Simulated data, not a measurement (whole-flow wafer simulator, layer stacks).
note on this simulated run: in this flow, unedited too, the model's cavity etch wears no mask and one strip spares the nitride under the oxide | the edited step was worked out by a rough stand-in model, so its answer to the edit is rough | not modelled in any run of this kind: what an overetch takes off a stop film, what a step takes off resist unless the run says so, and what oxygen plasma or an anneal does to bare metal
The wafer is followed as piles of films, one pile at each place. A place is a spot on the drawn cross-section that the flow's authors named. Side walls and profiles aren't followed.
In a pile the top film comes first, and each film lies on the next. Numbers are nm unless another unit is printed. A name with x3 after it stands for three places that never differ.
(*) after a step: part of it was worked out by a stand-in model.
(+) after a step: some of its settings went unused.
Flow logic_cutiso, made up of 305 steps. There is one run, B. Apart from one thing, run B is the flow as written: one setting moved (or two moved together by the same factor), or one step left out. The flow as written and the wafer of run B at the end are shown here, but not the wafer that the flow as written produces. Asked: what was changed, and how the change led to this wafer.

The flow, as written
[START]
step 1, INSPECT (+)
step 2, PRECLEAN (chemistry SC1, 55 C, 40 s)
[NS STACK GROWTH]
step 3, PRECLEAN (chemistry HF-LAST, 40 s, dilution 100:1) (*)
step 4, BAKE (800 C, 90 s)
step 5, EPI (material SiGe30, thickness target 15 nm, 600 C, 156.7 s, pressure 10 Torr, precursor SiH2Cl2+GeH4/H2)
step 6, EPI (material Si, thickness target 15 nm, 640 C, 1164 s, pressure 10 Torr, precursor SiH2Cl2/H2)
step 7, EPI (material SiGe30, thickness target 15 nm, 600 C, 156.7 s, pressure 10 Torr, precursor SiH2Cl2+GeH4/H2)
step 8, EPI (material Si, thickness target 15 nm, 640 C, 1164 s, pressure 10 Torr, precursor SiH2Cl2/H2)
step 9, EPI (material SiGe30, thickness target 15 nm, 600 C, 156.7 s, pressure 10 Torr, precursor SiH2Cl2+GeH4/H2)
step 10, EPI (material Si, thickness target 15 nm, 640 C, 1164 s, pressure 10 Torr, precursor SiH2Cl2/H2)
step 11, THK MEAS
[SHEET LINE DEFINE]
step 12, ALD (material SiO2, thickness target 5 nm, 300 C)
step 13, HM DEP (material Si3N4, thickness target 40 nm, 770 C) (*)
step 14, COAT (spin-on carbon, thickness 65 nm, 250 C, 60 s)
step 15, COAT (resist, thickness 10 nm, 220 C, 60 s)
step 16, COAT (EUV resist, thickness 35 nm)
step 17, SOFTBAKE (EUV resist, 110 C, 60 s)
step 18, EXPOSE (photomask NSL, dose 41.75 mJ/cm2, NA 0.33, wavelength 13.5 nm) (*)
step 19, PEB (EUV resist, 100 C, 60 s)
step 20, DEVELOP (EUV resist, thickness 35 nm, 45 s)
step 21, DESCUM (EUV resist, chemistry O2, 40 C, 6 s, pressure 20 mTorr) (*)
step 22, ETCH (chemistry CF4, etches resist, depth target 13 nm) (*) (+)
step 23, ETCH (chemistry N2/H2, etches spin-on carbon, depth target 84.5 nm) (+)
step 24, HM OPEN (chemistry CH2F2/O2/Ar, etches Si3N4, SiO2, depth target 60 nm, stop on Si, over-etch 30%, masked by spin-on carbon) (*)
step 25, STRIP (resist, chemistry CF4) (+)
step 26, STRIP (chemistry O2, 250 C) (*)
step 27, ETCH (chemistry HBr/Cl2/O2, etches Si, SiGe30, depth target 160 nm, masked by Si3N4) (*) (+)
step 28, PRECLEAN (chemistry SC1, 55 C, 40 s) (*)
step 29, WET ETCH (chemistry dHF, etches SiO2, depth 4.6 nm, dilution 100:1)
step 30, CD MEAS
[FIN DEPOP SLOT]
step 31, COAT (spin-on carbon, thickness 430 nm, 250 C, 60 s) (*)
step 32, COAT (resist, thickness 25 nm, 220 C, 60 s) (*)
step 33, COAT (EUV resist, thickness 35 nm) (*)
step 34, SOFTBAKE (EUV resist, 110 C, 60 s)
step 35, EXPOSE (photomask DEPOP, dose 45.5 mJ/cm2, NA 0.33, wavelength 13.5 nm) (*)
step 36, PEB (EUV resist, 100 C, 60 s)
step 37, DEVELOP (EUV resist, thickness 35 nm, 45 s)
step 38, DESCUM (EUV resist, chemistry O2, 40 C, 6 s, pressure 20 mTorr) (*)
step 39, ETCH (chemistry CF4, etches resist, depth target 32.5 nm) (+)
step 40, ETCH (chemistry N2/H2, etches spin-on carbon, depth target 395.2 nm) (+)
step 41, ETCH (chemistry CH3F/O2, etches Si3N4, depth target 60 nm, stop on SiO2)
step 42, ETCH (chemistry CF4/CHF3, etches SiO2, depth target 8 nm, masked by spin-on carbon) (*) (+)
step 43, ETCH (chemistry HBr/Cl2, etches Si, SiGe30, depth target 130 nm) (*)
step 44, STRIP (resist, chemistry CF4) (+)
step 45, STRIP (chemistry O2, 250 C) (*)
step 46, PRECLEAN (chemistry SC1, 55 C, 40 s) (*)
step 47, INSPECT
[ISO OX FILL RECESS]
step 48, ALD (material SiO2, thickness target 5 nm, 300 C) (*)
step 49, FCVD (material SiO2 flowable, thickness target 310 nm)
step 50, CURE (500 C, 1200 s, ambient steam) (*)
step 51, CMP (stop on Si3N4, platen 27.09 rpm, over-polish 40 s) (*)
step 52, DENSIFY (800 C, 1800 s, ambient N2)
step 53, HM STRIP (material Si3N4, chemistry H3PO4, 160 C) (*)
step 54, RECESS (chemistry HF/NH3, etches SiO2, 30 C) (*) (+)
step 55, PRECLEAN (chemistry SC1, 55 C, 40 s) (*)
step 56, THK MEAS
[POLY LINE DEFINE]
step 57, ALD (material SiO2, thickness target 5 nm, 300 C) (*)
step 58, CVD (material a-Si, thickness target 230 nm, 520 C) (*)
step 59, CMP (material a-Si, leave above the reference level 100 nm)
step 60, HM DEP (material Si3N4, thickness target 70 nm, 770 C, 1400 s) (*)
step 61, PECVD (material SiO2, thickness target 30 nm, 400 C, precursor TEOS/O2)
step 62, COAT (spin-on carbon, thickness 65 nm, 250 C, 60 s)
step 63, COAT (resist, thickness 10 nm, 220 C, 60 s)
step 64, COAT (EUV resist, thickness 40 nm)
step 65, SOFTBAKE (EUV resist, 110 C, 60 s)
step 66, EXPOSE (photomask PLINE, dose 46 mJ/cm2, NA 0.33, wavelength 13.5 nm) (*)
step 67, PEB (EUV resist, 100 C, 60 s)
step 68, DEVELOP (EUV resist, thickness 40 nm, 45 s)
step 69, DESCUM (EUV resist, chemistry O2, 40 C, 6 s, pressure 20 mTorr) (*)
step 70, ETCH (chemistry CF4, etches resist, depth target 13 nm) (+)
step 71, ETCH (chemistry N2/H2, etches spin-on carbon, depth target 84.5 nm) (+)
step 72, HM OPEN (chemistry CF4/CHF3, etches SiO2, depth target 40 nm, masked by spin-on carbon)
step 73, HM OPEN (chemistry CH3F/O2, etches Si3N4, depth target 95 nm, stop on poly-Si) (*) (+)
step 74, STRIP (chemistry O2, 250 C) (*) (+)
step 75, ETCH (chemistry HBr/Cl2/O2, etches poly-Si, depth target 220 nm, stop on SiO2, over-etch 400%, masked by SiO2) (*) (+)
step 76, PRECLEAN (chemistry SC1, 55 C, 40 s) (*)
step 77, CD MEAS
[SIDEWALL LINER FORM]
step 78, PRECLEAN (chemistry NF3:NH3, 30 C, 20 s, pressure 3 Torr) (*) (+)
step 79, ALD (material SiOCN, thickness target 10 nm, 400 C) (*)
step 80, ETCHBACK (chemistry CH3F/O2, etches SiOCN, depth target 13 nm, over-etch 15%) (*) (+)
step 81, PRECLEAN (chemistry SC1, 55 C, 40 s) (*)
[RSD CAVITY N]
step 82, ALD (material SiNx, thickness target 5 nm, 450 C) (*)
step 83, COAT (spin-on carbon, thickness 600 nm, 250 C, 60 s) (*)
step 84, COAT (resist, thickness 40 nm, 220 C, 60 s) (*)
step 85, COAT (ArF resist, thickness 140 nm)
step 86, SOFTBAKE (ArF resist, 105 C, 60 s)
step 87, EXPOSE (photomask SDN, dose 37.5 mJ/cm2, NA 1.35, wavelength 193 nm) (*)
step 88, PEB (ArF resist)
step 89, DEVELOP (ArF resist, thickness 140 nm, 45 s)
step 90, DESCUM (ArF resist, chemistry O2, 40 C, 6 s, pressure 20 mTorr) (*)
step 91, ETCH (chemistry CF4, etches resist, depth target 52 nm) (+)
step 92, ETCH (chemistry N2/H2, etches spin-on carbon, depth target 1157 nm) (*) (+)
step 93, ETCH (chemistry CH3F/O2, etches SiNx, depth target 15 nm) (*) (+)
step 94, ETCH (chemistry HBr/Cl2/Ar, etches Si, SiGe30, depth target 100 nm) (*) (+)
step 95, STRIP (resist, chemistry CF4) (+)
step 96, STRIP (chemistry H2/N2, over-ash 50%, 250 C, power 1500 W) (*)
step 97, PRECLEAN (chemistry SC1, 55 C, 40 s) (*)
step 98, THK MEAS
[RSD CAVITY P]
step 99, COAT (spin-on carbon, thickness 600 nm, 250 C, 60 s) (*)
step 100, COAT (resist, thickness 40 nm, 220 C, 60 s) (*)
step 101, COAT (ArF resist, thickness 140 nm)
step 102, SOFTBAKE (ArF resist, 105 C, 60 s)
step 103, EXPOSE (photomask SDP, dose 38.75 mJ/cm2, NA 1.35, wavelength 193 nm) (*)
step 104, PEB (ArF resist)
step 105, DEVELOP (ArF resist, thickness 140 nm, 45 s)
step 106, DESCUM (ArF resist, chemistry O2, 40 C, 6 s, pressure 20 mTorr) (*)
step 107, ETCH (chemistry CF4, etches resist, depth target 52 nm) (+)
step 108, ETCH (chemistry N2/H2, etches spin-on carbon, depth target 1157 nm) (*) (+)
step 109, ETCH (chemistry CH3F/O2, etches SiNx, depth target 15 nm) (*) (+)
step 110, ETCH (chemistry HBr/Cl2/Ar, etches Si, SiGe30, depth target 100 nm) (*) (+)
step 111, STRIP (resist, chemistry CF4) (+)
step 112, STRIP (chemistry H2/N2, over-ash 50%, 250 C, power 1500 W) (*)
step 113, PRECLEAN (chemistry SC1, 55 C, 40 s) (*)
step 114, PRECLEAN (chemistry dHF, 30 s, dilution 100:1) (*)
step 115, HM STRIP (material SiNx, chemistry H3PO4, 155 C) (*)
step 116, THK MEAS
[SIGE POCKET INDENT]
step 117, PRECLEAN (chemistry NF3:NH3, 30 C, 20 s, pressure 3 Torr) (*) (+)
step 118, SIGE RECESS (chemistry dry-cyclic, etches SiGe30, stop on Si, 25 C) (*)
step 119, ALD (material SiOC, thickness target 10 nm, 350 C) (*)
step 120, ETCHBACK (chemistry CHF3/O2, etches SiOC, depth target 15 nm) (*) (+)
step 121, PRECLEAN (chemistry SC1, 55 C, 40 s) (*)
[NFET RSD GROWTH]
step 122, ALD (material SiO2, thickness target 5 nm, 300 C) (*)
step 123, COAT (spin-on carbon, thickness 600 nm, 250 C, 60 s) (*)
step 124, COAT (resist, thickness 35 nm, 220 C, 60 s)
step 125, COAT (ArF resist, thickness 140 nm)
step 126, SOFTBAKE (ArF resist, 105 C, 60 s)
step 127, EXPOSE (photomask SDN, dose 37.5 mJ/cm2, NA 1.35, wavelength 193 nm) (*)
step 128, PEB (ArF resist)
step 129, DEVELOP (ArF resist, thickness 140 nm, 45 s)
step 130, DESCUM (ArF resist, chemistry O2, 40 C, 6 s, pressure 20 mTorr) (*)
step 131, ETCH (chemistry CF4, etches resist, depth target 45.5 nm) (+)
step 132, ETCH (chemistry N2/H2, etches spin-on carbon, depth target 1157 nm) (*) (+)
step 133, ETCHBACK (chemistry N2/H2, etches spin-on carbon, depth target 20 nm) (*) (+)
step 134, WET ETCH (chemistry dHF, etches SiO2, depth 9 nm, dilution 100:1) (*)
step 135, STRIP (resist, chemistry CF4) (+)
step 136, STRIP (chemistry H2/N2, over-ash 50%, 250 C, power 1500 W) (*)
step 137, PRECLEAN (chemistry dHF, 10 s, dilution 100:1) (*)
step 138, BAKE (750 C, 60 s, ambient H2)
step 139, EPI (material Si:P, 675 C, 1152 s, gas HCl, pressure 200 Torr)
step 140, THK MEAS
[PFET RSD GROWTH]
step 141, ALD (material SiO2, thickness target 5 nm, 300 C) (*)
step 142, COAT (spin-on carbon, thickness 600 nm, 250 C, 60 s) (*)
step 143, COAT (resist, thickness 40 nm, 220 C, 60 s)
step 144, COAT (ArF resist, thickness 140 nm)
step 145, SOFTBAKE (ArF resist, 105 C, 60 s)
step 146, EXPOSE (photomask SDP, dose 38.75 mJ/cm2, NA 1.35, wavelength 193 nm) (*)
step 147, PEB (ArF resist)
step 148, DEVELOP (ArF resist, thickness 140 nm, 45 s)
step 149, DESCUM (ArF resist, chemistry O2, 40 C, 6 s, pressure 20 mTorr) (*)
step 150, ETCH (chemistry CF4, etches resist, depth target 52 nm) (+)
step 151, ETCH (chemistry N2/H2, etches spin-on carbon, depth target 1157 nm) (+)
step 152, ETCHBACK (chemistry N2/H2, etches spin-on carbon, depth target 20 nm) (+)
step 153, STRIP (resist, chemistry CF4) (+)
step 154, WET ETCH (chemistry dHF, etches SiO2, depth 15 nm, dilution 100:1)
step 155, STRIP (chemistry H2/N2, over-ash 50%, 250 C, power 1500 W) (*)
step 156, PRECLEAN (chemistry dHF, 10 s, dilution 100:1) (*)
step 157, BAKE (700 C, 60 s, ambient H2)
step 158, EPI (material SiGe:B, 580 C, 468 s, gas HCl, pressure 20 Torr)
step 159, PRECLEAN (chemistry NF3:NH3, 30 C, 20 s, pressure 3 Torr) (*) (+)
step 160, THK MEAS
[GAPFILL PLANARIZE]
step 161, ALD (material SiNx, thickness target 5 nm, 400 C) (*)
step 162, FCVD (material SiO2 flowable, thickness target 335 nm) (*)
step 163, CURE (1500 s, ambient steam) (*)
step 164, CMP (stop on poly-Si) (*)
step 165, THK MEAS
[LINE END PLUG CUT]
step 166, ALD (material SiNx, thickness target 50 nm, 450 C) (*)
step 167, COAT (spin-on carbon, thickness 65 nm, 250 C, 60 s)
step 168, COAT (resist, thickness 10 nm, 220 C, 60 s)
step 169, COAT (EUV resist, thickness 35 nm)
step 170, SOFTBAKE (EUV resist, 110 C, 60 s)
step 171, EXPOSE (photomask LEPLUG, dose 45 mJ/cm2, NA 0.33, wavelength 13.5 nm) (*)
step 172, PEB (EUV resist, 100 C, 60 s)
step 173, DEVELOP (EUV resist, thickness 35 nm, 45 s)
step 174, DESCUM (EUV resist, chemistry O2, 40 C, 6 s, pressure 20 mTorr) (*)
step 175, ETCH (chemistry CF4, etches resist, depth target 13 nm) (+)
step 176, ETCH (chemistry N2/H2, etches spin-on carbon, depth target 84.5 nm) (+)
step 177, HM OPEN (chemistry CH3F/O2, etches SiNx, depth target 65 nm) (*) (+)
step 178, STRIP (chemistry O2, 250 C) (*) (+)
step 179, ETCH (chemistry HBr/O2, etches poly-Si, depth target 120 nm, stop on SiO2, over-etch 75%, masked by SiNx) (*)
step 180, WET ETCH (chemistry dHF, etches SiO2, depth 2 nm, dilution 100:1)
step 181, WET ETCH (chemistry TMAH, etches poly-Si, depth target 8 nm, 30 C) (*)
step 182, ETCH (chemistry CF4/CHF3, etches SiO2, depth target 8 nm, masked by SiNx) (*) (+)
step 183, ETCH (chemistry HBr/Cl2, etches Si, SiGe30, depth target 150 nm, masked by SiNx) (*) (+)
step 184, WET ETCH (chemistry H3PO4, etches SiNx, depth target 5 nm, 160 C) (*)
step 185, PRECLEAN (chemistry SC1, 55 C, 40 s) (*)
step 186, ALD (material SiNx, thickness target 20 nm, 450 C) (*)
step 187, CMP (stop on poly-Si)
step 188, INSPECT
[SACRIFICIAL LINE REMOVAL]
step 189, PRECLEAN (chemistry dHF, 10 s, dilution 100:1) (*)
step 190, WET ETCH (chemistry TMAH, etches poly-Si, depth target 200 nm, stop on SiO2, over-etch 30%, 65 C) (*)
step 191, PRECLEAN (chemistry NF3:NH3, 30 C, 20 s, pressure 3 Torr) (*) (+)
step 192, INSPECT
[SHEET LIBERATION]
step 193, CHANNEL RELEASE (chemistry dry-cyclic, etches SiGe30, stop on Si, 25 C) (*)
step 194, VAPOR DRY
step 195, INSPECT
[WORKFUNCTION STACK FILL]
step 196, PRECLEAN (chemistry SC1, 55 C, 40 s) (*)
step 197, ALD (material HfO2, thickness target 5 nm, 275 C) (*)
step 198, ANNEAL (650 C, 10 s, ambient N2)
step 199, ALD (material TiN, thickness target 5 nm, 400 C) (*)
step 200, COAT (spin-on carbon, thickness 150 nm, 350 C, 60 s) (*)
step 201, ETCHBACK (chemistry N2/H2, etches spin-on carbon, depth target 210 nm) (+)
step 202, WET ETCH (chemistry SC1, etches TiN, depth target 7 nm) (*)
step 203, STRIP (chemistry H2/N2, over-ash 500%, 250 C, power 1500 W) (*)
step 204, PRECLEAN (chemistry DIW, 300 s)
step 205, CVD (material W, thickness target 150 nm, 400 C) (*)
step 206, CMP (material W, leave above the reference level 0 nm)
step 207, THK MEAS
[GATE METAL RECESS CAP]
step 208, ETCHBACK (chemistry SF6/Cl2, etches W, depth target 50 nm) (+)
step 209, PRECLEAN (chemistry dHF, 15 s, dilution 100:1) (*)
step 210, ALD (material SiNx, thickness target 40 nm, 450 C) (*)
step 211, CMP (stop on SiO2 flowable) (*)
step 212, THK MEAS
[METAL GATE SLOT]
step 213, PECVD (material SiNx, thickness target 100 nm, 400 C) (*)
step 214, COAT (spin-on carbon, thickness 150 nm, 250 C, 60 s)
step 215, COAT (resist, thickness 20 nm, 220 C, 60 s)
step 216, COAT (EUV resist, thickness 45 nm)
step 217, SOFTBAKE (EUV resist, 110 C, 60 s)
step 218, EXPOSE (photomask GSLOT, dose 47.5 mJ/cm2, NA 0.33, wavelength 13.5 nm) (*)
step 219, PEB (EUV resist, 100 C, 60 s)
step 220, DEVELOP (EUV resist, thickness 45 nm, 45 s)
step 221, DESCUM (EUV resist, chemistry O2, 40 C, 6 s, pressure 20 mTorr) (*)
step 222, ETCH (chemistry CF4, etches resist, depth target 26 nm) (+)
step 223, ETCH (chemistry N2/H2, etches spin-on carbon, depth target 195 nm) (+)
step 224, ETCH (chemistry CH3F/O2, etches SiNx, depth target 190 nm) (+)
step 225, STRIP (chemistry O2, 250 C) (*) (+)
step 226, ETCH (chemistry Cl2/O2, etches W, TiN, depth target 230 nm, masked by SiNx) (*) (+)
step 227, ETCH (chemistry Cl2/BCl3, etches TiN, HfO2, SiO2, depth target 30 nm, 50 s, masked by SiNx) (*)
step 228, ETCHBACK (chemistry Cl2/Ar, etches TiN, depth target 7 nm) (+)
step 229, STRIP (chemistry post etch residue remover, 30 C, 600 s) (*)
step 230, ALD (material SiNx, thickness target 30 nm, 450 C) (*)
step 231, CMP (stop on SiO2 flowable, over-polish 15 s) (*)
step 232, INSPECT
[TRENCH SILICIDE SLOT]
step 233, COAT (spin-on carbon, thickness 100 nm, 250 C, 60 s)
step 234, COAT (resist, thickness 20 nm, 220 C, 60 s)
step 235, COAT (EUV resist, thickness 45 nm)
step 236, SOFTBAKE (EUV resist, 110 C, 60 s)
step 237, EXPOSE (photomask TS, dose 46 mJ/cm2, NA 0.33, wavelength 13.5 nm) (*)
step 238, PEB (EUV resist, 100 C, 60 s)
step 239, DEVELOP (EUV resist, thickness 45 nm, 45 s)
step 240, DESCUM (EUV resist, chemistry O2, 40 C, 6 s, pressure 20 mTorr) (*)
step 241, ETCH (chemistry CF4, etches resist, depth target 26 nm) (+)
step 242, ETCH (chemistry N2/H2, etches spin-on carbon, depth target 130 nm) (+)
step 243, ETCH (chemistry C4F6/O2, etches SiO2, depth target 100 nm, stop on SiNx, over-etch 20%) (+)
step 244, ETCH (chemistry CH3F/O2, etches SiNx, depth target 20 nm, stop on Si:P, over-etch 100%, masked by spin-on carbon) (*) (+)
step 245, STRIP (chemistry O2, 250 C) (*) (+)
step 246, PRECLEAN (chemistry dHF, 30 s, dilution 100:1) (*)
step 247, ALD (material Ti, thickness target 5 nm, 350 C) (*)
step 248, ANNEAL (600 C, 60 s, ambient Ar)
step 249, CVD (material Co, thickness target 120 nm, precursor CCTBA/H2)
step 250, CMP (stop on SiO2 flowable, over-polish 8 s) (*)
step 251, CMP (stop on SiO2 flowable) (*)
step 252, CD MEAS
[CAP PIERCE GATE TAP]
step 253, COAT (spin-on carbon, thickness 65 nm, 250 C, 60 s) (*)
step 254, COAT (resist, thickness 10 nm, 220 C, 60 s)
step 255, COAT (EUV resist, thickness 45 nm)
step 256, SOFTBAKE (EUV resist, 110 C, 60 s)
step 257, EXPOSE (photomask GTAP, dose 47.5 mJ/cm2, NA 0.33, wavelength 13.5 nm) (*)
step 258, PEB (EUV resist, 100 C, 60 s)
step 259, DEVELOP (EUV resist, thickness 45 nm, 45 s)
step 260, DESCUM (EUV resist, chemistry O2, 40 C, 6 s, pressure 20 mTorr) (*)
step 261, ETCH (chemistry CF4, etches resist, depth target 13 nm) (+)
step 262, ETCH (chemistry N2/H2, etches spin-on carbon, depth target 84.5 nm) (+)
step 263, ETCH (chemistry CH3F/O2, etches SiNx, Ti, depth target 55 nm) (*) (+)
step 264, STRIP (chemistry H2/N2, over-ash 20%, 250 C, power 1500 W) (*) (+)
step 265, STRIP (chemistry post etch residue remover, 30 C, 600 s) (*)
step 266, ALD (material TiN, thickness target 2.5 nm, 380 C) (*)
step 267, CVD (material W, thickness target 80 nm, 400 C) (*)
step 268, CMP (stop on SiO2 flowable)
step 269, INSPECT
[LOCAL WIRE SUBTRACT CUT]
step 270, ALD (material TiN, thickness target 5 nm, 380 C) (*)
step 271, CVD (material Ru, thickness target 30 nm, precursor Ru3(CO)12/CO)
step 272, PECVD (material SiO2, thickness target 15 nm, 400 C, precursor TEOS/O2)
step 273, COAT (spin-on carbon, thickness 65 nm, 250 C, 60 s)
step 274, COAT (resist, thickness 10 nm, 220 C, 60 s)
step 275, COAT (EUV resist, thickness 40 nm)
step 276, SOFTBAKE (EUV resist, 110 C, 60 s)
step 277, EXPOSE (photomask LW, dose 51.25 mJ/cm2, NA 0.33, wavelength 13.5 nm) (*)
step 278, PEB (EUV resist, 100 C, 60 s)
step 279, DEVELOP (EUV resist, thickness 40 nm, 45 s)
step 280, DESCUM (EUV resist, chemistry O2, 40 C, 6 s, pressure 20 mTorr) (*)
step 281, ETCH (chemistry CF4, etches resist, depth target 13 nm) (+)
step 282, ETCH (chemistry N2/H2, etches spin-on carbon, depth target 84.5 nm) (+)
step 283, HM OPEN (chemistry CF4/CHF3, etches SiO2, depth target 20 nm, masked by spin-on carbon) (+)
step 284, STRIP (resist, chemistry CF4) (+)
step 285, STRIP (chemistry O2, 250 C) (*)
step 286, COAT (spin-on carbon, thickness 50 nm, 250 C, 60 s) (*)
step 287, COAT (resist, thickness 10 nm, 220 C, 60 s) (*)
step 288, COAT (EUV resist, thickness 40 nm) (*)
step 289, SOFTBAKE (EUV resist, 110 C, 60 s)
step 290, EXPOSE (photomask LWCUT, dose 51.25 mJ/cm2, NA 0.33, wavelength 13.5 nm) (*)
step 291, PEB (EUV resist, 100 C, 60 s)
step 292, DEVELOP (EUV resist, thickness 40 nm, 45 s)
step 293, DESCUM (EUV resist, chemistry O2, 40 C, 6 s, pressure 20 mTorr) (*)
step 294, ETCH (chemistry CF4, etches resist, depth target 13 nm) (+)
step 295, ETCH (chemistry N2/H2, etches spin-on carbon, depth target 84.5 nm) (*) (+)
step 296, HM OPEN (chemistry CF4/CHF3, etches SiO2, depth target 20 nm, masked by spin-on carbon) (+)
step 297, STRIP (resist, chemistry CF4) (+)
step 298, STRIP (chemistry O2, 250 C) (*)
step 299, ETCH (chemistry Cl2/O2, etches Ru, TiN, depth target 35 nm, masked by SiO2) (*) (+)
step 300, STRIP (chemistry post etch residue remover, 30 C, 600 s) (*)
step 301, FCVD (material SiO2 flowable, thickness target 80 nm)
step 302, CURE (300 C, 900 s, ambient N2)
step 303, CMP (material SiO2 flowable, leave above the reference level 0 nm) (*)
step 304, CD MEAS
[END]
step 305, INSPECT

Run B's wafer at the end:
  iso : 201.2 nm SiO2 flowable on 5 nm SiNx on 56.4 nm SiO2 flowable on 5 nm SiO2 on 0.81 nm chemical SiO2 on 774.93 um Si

The reason: step 120, ETCHBACK: depth target 10.5 nm was run, while the flow as written has depth target 15 nm.

The path from the change to this, step by step:
  step 120, ETCHBACK (chemistry CHF3/O2, etches SiOC, depth target 15 nm) (*) (+)
      gl, tap: SiOC loses 10 (all of it), SiO2 loses 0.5 (as written it would have been: SiOC loses 10 (all of it), SiO2 loses 4.21 (all of it), Si3N4 loses 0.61)
      glp: SiOC loses 10 (all of it), SiO2 loses 0.5 (as written it would have been: SiOC loses 10 (all of it), SiO2 loses 4.25 (all of it), Si3N4 loses 0.58)
      (and at 15 other places as well)
  step 122, ALD (material SiO2, thickness target 5 nm, 300 C) (*)
      gl, glp, tap: SiO2 gains 5 (as written it would have been: SiO2 gains 5 (new film))
      gxn: SiO2 gains 5 (new film) (as written it would have been: SiO2 gains 6.76 (new film))
      (and at 1 other place as well)
  step 132, ETCH (chemistry N2/H2, etches spin-on carbon, depth target 1157 nm) (*) (+)
      gl, tap: spin-on carbon loses 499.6 (all of it), SiO2 loses 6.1 (as written it would have been: spin-on carbon loses 501.7 (all of it), SiO2 loses 5 (all of it), Si3N4 loses 0.5)
      gxn: spin-on carbon loses 498.6 (all of it), SiO2 loses 5 (all of it), SiOC loses 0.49 (all of it), SiO2 loses 0.66 (as written it would have been: spin-on carbon loses 499.4 (all of it), SiO2 loses 6.06)
  step 133, ETCHBACK (chemistry N2/H2, etches spin-on carbon, depth target 20 nm) (*) (+)
      gl, tap: SiO2 loses 1.11 (as written it would have been: Si3N4 loses 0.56)
      gxn: SiO2 loses 1.11 (as written it would have been: SiO2 loses 0.7 (all of it), Si3N4 loses 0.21)
  step 134, WET ETCH (chemistry dHF, etches SiO2, depth 9 nm, dilution 100:1) (*)
      gl, tap: SiO2 loses 1.46 (all of it), Si3N4 loses 0.22 (as written it would have been: Si3N4 loses 0.34)
      gxn: SiO2 loses 2.44 (all of it), Si3N4 loses 0.19 (as written it would have been: Si3N4 loses 0.34)
  step 141, ALD (material SiO2, thickness target 5 nm, 300 C) (*)
      gxn: SiO2 gains 11.8 (new film) (as written it would have been: SiO2 gains 10.1 (new film))
  step 153, STRIP (resist, chemistry CF4) (+)
      glp: SiO2 loses 4.98 (all of it) (as written it would have been: SiO2 loses 1.36 (all of it))
      gxp: SiO2 loses 1.25 (all of it) (as written it would have been: SiO2 loses 3.06 (all of it))
  step 159, PRECLEAN (chemistry NF3:NH3, 30 C, 20 s, pressure 3 Torr) (*) (+)
      gxp: SiOC loses 0.4 (all of it) (as written it would have been: Si3N4 loses 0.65)
  step 164, CMP (stop on poly-Si) (*)
      gxp: SiO2 flowable loses 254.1 (all of it), SiNx loses 5 (all of it), SiO2 loses 4.25 (all of it), Si3N4 loses 70 (all of it) (as written it would have been: SiO2 flowable loses 256.8 (all of it), SiNx loses 5 (all of it), Si3N4 loses 69.2 (all of it))
      depop, dpovl, isow, ns, nsgap: SiO2 flowable loses 326.8 (all of it), SiNx loses 5 (all of it), SiO2 loses 8.63 (all of it), Si3N4 loses 70 (all of it) (as written it would have been: SiO2 flowable loses 326.8 (all of it), SiNx loses 5 (all of it), SiO2 loses 4.13 (all of it), Si3N4 loses 70 (all of it))
      (and at 10 other places as well)
